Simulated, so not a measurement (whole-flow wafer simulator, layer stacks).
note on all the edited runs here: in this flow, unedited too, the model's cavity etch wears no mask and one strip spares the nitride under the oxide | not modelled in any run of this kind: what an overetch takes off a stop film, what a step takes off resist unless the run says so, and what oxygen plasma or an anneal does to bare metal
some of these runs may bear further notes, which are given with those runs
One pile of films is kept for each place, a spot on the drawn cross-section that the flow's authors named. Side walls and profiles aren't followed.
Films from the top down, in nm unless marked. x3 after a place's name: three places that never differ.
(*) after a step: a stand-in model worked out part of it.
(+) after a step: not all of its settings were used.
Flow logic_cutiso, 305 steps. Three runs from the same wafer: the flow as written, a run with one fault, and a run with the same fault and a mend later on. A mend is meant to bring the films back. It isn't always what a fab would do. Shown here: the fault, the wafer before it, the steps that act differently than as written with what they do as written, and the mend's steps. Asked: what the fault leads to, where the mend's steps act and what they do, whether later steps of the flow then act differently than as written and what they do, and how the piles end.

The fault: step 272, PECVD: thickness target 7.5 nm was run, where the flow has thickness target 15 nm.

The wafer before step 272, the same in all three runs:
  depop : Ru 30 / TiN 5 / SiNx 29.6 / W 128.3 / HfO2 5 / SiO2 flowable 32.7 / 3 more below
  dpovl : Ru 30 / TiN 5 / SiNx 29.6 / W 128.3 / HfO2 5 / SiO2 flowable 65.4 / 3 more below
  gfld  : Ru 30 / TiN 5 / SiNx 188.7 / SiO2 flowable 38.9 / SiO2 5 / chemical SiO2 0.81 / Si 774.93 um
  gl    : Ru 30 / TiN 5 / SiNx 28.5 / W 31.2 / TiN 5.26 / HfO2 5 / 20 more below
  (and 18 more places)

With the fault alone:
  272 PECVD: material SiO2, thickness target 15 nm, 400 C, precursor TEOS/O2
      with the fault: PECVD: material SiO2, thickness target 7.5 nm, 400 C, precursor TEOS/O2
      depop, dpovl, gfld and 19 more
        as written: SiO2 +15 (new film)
        with the fault: SiO2 +7.5 (new film)
  Later steps of the flow that act differently than as written (4 more steps differ only slightly, by at most 2% or 0.5 nm, whichever is larger, and aren't shown):
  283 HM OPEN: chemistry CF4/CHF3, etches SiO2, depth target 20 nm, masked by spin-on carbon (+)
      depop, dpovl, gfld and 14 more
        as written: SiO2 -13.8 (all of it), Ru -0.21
        with the fault: SiO2 -6.33 (all of it), Ru -0.11
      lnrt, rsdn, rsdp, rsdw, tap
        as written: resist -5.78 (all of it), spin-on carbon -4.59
        with the fault: resist -5.78 (all of it), spin-on carbon -1.2
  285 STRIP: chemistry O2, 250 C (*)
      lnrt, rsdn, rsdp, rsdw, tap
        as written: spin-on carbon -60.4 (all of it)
        with the fault: spin-on carbon -63.8 (all of it)
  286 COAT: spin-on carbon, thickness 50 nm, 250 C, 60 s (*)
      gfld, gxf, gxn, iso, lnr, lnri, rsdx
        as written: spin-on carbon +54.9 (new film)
        with the fault: spin-on carbon +52.5 (new film)
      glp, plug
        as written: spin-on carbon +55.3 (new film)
        with the fault: spin-on carbon +52.7 (new film)
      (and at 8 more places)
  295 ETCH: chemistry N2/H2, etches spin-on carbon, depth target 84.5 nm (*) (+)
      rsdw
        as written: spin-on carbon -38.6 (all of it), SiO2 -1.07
        with the fault: spin-on carbon -43.5 (all of it), SiO2 -1.21
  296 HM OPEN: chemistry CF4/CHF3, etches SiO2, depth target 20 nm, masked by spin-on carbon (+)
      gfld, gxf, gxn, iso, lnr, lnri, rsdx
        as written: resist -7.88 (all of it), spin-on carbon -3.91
        with the fault: resist -7.23 (all of it), spin-on carbon -0.71
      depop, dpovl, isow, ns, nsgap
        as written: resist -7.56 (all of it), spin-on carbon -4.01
        with the fault: resist -7.07 (all of it), spin-on carbon -0.77
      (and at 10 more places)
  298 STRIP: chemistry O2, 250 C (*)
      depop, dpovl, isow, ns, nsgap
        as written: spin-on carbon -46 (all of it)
        with the fault: spin-on carbon -49.2 (all of it)
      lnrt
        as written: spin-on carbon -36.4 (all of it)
        with the fault: spin-on carbon -44.4 (all of it)
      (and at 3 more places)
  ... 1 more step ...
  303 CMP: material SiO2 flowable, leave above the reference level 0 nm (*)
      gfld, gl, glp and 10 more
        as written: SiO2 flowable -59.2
        with the fault: SiO2 flowable -57
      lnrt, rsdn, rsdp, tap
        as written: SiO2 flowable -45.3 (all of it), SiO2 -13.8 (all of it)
        with the fault: SiO2 flowable -50.6 (all of it), SiO2 -6.33 (all of it)
  At the end the piles differ from the flow's only slightly at the places that both follow, by at most 2% or 0.5 nm, whichever is larger.

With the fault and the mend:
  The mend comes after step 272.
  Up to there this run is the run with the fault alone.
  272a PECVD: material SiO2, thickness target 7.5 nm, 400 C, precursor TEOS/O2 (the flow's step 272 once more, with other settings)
      depop, dpovl, gfld and 19 more
        SiO2 +7.5
  No later step of the flow acts differently than as written at any place that is followed.
  At the end the piles are the same as the flow's at every place that both follow.
